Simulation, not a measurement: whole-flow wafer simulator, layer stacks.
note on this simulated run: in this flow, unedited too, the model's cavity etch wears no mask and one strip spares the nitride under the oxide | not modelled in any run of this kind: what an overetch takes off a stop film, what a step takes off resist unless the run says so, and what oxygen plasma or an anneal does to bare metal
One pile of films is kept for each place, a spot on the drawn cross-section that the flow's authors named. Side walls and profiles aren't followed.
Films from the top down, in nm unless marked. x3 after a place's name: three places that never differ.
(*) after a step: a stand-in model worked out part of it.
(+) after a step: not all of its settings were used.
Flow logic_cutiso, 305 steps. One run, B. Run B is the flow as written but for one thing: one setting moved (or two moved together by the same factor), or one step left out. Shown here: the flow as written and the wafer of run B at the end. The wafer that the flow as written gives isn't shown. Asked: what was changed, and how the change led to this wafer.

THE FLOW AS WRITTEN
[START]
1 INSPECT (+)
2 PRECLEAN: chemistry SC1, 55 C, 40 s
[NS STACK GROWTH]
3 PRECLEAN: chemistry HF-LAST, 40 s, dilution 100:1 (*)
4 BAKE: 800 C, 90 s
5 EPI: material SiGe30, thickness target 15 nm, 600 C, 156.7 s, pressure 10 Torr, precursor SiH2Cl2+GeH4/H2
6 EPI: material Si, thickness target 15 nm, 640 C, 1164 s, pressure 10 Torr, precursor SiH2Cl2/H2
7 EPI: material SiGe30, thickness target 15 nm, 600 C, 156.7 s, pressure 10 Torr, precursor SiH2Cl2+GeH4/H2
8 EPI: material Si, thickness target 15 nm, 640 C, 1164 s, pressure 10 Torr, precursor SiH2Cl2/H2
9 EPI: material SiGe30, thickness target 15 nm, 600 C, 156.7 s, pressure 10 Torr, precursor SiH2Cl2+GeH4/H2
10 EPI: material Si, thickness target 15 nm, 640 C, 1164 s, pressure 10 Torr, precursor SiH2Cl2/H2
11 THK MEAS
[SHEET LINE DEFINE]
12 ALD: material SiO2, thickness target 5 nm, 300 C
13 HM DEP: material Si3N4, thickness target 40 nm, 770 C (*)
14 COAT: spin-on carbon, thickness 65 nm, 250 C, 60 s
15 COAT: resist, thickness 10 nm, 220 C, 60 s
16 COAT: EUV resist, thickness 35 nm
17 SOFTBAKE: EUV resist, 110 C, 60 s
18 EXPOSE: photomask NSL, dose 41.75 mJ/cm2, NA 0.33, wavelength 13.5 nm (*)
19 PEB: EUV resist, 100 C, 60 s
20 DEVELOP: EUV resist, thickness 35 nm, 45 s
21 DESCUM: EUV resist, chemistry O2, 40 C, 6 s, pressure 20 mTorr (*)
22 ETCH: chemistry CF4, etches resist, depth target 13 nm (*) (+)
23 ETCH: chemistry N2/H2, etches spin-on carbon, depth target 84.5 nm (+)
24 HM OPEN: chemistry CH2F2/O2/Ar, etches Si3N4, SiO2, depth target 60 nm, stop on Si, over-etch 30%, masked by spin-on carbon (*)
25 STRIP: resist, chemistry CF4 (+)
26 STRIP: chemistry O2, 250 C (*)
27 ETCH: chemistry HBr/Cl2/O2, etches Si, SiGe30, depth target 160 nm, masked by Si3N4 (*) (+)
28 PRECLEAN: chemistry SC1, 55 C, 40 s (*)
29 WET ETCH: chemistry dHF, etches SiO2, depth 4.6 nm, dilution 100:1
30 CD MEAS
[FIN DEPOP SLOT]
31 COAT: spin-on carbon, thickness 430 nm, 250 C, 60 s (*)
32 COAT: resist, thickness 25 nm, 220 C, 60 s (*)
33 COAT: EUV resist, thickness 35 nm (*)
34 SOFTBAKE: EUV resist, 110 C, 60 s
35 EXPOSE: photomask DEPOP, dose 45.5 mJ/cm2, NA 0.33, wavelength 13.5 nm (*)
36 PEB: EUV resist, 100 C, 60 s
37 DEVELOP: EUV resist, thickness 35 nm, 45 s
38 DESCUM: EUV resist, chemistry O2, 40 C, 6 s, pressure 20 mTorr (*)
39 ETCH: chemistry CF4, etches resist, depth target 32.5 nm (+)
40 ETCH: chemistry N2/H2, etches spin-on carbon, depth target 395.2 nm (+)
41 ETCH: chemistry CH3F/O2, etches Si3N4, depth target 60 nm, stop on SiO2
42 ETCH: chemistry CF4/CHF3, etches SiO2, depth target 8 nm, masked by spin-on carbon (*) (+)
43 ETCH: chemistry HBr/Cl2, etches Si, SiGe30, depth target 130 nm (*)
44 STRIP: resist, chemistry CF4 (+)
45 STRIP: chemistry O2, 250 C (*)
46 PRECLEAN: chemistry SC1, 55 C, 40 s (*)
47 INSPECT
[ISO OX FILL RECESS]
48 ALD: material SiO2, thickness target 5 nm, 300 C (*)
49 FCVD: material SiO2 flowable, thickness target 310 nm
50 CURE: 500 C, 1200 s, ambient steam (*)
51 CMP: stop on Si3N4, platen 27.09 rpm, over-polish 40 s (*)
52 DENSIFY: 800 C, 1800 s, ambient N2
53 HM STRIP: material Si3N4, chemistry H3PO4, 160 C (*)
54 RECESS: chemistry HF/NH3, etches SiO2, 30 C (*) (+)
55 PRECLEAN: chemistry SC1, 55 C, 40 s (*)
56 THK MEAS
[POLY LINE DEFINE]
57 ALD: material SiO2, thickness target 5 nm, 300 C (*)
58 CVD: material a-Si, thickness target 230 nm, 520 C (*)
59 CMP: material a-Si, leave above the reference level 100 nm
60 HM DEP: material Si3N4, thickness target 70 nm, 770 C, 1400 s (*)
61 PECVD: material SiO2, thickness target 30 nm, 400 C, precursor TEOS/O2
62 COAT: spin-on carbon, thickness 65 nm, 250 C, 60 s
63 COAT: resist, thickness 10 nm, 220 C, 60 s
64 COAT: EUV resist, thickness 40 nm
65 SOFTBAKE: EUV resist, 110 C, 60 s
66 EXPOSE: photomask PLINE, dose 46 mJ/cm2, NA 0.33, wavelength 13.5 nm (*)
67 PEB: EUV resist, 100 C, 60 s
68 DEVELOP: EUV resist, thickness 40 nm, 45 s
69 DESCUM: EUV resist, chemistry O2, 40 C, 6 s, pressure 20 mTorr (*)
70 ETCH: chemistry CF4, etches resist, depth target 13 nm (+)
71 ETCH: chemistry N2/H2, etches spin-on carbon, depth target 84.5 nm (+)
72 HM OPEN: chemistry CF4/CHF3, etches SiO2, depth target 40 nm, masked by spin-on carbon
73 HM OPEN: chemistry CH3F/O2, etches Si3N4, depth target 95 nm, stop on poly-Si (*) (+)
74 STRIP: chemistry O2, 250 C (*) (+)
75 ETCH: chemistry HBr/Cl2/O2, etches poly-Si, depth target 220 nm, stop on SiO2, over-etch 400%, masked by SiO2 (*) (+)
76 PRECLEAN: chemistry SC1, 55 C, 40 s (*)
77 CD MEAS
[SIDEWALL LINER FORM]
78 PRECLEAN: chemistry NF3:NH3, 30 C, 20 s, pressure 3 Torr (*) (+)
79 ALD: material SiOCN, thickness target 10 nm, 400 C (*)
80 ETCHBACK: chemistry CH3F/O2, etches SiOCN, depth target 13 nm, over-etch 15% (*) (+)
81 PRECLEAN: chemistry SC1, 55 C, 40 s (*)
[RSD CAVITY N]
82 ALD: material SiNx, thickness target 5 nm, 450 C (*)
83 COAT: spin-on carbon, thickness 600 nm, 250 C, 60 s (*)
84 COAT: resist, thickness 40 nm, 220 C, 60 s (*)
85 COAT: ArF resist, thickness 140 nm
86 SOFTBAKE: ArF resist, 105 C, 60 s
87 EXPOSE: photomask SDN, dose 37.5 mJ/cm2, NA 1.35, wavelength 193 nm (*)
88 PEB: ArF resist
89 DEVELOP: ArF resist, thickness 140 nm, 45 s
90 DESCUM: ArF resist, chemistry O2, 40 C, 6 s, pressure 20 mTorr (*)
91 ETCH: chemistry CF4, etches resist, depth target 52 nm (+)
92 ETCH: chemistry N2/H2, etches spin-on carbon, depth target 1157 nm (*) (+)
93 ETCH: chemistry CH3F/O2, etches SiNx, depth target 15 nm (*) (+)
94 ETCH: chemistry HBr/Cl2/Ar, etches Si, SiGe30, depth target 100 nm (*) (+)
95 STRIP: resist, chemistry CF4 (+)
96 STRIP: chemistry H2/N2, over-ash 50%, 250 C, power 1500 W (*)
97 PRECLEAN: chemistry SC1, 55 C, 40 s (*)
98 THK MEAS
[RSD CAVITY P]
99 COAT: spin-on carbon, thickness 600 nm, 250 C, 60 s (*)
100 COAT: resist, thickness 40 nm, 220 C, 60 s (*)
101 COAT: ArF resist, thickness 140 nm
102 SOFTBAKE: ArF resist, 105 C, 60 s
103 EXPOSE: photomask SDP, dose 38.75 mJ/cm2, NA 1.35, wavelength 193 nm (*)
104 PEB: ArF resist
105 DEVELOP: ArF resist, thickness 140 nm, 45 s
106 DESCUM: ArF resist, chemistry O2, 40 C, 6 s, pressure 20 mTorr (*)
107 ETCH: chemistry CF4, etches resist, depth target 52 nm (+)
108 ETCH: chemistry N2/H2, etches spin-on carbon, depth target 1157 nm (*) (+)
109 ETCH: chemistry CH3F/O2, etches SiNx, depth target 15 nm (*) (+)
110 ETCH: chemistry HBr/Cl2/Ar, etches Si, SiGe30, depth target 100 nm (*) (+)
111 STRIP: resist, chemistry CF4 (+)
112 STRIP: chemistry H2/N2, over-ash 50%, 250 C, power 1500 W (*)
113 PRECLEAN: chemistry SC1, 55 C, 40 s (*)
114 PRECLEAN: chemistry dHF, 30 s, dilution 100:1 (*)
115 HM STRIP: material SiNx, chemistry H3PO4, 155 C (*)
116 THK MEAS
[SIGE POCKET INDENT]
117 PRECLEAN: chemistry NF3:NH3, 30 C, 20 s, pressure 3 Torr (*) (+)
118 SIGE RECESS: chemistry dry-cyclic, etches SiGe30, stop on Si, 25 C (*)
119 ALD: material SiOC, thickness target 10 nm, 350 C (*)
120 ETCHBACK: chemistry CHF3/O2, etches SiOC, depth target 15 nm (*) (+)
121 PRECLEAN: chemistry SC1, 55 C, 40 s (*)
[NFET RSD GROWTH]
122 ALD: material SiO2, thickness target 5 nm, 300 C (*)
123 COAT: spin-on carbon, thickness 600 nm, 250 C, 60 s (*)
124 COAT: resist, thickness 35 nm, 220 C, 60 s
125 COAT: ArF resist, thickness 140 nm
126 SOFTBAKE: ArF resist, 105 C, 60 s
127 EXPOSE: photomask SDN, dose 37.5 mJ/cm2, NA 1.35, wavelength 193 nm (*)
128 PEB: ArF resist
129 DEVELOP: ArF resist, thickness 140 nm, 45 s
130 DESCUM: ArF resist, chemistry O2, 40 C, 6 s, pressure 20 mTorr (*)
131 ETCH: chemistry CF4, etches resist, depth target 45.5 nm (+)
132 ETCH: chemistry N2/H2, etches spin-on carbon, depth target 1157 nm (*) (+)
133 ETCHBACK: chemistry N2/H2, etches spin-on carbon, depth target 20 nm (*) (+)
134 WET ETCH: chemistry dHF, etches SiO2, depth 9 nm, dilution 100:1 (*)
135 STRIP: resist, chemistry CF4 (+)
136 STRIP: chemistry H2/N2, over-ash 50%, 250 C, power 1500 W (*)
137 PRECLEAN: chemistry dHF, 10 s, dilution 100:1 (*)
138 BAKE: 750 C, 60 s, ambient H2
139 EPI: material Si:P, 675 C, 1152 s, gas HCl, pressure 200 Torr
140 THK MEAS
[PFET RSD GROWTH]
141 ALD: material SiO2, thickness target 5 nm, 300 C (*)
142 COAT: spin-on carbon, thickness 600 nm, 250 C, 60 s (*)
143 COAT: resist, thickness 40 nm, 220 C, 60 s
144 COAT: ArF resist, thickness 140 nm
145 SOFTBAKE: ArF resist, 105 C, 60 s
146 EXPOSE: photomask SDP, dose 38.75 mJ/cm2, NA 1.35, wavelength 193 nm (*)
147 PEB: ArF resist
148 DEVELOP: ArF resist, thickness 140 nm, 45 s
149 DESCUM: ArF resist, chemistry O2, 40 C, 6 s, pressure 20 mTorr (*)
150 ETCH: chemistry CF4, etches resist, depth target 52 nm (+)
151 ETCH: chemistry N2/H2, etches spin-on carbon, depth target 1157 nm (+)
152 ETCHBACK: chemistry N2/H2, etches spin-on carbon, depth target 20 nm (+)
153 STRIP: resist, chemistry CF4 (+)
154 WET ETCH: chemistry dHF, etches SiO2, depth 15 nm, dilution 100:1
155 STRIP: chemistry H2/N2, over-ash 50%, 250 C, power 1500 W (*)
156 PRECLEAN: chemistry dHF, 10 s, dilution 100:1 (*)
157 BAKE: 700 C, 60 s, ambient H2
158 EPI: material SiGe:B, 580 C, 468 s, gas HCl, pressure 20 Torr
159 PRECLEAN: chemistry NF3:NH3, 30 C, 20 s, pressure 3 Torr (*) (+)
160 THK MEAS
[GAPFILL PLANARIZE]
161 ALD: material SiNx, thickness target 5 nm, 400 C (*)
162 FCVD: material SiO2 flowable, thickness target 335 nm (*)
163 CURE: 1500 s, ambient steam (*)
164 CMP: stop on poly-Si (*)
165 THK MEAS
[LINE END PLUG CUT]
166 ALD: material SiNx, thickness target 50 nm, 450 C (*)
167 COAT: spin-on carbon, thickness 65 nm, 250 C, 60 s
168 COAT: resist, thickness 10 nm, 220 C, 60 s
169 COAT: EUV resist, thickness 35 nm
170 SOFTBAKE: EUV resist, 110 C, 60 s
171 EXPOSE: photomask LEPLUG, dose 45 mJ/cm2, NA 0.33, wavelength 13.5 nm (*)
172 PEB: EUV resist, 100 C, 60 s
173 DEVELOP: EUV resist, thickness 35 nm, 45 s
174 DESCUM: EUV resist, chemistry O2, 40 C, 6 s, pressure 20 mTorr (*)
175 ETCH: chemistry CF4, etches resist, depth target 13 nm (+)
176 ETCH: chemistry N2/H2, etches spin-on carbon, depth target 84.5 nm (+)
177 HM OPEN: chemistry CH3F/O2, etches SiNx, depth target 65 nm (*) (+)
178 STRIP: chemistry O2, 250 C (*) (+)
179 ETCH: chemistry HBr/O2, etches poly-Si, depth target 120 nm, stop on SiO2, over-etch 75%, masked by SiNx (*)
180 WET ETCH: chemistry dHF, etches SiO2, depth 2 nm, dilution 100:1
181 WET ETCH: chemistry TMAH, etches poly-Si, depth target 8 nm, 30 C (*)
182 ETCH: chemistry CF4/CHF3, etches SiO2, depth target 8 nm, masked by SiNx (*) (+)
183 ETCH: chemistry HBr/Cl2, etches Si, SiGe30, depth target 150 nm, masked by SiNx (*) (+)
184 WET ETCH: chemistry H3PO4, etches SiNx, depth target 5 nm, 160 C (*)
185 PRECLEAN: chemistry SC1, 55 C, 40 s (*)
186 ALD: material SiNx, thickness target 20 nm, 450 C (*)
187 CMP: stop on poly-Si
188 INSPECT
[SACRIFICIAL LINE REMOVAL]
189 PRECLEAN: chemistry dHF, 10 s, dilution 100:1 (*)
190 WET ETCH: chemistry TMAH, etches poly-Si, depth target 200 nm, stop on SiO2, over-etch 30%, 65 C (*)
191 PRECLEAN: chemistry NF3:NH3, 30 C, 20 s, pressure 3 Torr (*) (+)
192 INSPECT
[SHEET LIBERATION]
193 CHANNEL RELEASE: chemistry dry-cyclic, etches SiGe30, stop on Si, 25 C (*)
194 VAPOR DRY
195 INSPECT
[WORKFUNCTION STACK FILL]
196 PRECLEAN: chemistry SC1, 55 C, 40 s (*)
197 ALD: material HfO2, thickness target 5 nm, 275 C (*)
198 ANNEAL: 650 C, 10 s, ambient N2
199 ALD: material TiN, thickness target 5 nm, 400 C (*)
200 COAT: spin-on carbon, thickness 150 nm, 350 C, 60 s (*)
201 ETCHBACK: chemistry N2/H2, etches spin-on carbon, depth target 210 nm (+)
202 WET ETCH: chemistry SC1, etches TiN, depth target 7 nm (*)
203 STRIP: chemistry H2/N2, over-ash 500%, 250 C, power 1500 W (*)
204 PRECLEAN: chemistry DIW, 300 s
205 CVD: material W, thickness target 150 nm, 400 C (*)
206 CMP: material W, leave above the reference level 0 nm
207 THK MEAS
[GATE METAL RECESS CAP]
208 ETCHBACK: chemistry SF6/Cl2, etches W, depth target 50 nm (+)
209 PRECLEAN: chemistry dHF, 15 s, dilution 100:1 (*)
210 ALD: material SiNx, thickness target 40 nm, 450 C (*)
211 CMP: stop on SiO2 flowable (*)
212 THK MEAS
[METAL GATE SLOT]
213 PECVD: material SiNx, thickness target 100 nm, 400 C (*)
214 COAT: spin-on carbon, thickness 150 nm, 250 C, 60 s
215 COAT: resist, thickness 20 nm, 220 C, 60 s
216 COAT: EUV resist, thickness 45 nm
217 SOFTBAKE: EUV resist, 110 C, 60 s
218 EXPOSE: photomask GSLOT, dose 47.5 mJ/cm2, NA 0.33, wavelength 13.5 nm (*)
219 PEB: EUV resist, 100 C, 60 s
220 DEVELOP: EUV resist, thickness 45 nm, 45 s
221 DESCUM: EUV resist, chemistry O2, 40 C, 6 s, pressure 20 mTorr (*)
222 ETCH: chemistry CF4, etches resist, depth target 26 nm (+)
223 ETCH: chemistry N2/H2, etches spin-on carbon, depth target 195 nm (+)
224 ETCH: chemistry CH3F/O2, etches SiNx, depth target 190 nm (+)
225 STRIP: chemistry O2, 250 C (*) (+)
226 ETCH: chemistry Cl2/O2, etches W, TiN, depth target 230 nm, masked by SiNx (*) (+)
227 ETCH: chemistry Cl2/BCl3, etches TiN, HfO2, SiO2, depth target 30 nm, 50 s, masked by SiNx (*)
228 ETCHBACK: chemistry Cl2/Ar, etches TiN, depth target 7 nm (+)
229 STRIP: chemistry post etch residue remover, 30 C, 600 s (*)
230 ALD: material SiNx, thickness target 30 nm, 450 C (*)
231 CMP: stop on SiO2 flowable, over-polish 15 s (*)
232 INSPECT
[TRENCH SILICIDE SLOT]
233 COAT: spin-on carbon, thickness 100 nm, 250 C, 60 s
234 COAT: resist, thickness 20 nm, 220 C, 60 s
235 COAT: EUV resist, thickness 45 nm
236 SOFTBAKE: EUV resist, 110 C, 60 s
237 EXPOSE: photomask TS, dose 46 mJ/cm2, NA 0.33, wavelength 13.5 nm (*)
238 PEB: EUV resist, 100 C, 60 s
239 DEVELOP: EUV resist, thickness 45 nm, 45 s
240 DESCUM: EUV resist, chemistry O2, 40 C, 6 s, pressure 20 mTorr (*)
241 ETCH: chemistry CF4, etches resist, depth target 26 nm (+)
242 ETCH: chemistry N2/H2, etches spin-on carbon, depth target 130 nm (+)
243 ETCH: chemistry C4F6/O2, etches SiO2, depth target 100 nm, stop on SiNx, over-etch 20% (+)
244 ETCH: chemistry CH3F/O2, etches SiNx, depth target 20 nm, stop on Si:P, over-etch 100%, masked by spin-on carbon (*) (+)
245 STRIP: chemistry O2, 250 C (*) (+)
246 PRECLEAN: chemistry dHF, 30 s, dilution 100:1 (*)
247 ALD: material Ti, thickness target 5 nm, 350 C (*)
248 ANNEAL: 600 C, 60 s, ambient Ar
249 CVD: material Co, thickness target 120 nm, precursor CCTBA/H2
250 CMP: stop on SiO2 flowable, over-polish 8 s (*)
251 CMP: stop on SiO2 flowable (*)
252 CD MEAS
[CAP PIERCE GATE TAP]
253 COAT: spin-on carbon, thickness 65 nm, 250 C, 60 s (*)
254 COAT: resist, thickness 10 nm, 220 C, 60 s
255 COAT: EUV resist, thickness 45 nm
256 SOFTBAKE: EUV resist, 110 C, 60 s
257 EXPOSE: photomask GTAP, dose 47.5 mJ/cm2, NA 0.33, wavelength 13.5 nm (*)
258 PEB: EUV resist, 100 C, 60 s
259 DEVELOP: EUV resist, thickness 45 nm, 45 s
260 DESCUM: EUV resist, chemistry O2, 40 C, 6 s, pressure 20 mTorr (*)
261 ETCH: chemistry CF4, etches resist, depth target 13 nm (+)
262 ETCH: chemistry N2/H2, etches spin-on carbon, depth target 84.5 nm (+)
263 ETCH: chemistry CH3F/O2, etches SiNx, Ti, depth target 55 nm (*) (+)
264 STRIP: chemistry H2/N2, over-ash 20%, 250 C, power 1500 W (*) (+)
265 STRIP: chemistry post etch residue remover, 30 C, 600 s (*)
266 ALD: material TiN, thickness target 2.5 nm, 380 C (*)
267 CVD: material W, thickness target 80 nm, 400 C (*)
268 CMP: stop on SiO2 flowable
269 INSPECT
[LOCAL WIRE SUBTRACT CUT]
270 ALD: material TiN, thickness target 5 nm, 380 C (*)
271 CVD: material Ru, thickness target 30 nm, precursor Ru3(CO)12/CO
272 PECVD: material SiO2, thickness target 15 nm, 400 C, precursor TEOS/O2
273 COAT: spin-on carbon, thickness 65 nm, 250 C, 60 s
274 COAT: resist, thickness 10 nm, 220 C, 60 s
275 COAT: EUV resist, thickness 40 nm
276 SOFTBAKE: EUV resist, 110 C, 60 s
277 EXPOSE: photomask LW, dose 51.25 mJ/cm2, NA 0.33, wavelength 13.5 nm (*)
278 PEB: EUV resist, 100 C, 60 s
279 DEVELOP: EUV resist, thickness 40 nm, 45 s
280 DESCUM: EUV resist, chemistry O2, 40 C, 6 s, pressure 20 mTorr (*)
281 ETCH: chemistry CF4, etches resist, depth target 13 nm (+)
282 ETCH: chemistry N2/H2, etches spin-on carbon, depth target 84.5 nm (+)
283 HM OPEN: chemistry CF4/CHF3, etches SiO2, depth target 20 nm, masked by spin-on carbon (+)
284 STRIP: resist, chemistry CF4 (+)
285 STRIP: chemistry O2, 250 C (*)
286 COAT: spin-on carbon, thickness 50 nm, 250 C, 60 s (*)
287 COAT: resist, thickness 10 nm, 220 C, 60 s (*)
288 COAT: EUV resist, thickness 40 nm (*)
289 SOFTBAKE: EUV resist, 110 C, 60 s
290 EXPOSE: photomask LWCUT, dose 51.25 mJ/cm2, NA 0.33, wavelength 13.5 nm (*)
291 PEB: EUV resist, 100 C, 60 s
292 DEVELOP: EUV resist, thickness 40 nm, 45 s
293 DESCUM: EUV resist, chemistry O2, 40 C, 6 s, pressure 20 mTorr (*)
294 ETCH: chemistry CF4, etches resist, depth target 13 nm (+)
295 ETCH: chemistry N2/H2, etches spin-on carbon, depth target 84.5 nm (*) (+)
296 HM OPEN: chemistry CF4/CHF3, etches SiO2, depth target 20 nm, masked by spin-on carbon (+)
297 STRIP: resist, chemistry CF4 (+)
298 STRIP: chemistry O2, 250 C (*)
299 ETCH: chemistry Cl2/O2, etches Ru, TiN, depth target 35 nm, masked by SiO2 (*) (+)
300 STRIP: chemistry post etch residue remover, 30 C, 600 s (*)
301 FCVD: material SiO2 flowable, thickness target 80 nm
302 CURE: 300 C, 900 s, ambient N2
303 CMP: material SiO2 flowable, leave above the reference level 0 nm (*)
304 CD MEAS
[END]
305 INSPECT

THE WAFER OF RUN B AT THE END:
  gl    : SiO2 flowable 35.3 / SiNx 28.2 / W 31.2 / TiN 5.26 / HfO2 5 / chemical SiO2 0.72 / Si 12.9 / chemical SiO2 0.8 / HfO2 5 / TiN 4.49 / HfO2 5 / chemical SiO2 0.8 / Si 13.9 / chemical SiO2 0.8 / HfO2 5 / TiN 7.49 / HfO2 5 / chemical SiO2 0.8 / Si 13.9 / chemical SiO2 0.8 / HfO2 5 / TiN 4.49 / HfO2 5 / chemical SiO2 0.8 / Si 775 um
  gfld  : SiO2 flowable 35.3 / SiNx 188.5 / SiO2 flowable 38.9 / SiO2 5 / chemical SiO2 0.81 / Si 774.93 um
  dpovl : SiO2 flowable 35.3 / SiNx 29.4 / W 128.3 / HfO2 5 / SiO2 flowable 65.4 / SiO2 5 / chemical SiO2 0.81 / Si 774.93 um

The cause: step 7, EPI: thickness target 18 nm was run, where the flow has thickness target 15 nm; step 7, EPI: 188 s was run, where the flow has 156.7 s.

How the change led to this, step by step:
  7 EPI: material SiGe30, thickness target 15 nm, 600 C, 156.7 s, pressure 10 Torr, precursor SiH2Cl2+GeH4/H2
      depop, dpovl, gfld and 19 more: SiGe30 +18 (new film) (as written it would be: SiGe30 +15 (new film))
  27 ETCH: chemistry HBr/Cl2/O2, etches Si, SiGe30, depth target 160 nm, masked by Si3N4 (*) (+)
      gfld, gxf, iso, lnri: chemical SiO2 -0.79 (all of it), Si -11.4 (all of it), SiGe30 -15 (all of it), Si -15 (all of it), SiGe30 -18 (all of it), Si -15 (all of it), SiGe30 -15 (all of it), Si -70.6 (as written it would be: chemical SiO2 -0.79 (all of it), Si -11.4 (all of it), SiGe30 -15 (all of it), Si -15 (all of it), SiGe30 -15 (all of it), Si -15 (all of it), SiGe30 -15 (all of it), Si -73.6)
      dpovl, nsgap: chemical SiO2 -0.79 (all of it), Si -11.8 (all of it), SiGe30 -15 (all of it), Si -15 (all of it), SiGe30 -18 (all of it), Si -15 (all of it), SiGe30 -15 (all of it), Si -70.2 (as written it would be: chemical SiO2 -0.79 (all of it), Si -11.8 (all of it), SiGe30 -15 (all of it), Si -15 (all of it), SiGe30 -15 (all of it), Si -15 (all of it), SiGe30 -15 (all of it), Si -73.2)
      (and at 1 more place)
  43 ETCH: chemistry HBr/Cl2, etches Si, SiGe30, depth target 130 nm (*)
      depop: Si -14 (all of it), SiGe30 -15 (all of it), Si -15 (all of it), SiGe30 -18 (all of it), Si -15 (all of it), SiGe30 -15 (all of it), Si -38 (as written it would be: Si -14 (all of it), SiGe30 -15 (all of it), Si -15 (all of it), SiGe30 -15 (all of it), Si -15 (all of it), SiGe30 -15 (all of it), Si -41)
  94 ETCH: chemistry HBr/Cl2/Ar, etches Si, SiGe30, depth target 100 nm (*) (+)
      rsdn, rsdx: chemical SiO2 -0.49 (all of it), Si -12.8 (all of it), SiGe30 -15 (all of it), Si -15 (all of it), SiGe30 -18 (all of it), Si -15 (all of it), SiGe30 -15 (all of it), Si -9.16 (as written it would be: chemical SiO2 -0.49 (all of it), Si -12.8 (all of it), SiGe30 -15 (all of it), Si -15 (all of it), SiGe30 -15 (all of it), Si -15 (all of it), SiGe30 -15 (all of it), Si -12.2)
  110 ETCH: chemistry HBr/Cl2/Ar, etches Si, SiGe30, depth target 100 nm (*) (+)
      rsdp, rsdw: chemical SiO2 -0.49 (all of it), Si -12.8 (all of it), SiGe30 -15 (all of it), Si -15 (all of it), SiGe30 -18 (all of it), Si -15 (all of it), SiGe30 -15 (all of it), Si -9.16 (as written it would be: chemical SiO2 -0.49 (all of it), Si -12.8 (all of it), SiGe30 -15 (all of it), Si -15 (all of it), SiGe30 -15 (all of it), Si -15 (all of it), SiGe30 -15 (all of it), Si -12.2)
  118 SIGE RECESS: chemistry dry-cyclic, etches SiGe30, stop on Si, 25 C (*)
      lnr, lnrp, lnrt: SiOCN -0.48, Si -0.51, cavity +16 (new film), SiGe30 -15 (all of it), Si -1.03, cavity +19 (new film), SiGe30 -18 (all of it), Si -1.03, cavity +16 (new film), SiGe30 -15 (all of it), Si -0.51 (as written it would be: SiOCN -0.48, Si -0.51, cavity +16 (new film), SiGe30 -15 (all of it), Si -1.03, cavity +16 (new film), SiGe30 -15 (all of it), Si -1.03, cavity +16 (new film), SiGe30 -15 (all of it), Si -0.51)
  119 ALD: material SiOC, thickness target 10 nm, 350 C (*)
      lnr, lnrp, lnrt: SiOC +10 (new film), SiOC +16 (new film), cavity -16 (all of it), SiOC +19 (new film), cavity -19 (all of it), SiOC +16 (new film), cavity -16 (all of it) (as written it would be: SiOC +10 (new film), SiOC +16 (new film), cavity -16 (all of it), SiOC +16 (new film), cavity -16 (all of it), SiOC +16 (new film), cavity -16 (all of it))
  183 ETCH: chemistry HBr/Cl2, etches Si, SiGe30, depth target 150 nm, masked by SiNx (*) (+)
      plug: Si -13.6 (all of it), SiGe30 -15 (all of it), Si -15 (all of it), SiGe30 -18 (all of it), Si -15 (all of it), SiGe30 -15 (all of it), Si -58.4 (as written it would be: Si -13.6 (all of it), SiGe30 -15 (all of it), Si -15 (all of it), SiGe30 -15 (all of it), Si -15 (all of it), SiGe30 -15 (all of it), Si -61.4)
  193 CHANNEL RELEASE: chemistry dry-cyclic, etches SiGe30, stop on Si, 25 C (*)
      gl, glp, gxn, gxp, ns, tap: chemical SiO2 +0.8 (new film), Si -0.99, chemical SiO2 +0.8 (new film), cavity +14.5 (new film), chemical SiO2 +0.8 (new film), SiGe30 -15 (all of it), Si -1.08, chemical SiO2 +0.8 (new film), cavity +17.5 (new film), chemical SiO2 +0.8 (new film), SiGe30 -18 (all of it), Si -1.08, chemical SiO2 +0.8 (new film), cavity +14.5 (new film), chemical SiO2 +0.8 (new film), SiGe30 -15 (all of it), Si -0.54 (as written it would be: chemical SiO2 +0.8 (new film), Si -0.99, chemical SiO2 +0.8 (new film), cavity +14.5 (new film), chemical SiO2 +0.8 (new film), SiGe30 -15 (all of it), Si -1.08, chemical SiO2 +0.8 (new film), cavity +14.5 (new film), chemical SiO2 +0.8 (new film), SiGe30 -15 (all of it), Si -1.08, chemical SiO2 +0.8 (new film), cavity +14.5 (new film), chemical SiO2 +0.8 (new film), SiGe30 -15 (all of it), Si -0.54)
  199 ALD: material TiN, thickness target 5 nm, 400 C (*)
      gl, glp, tap: TiN +5.26 (new film), TiN +4.49 (new film), cavity -4.49 (all of it), TiN +7.49 (new film), cavity -7.49 (all of it), TiN +4.49 (new film), cavity -4.49 (all of it) (as written it would be: TiN +5.26 (new film), TiN +4.49 (new film), cavity -4.49 (all of it), TiN +4.49 (new film), cavity -4.49 (all of it), TiN +4.49 (new film), cavity -4.49 (all of it))
      gxn, gxp, ns: TiN +5 (new film), TiN +4.49 (new film), cavity -4.49 (all of it), TiN +7.49 (new film), cavity -7.49 (all of it), TiN +4.49 (new film), cavity -4.49 (all of it) (as written it would be: TiN +5 (new film), TiN +4.49 (new film), cavity -4.49 (all of it), TiN +4.49 (new film), cavity -4.49 (all of it), TiN +4.49 (new film), cavity -4.49 (all of it))
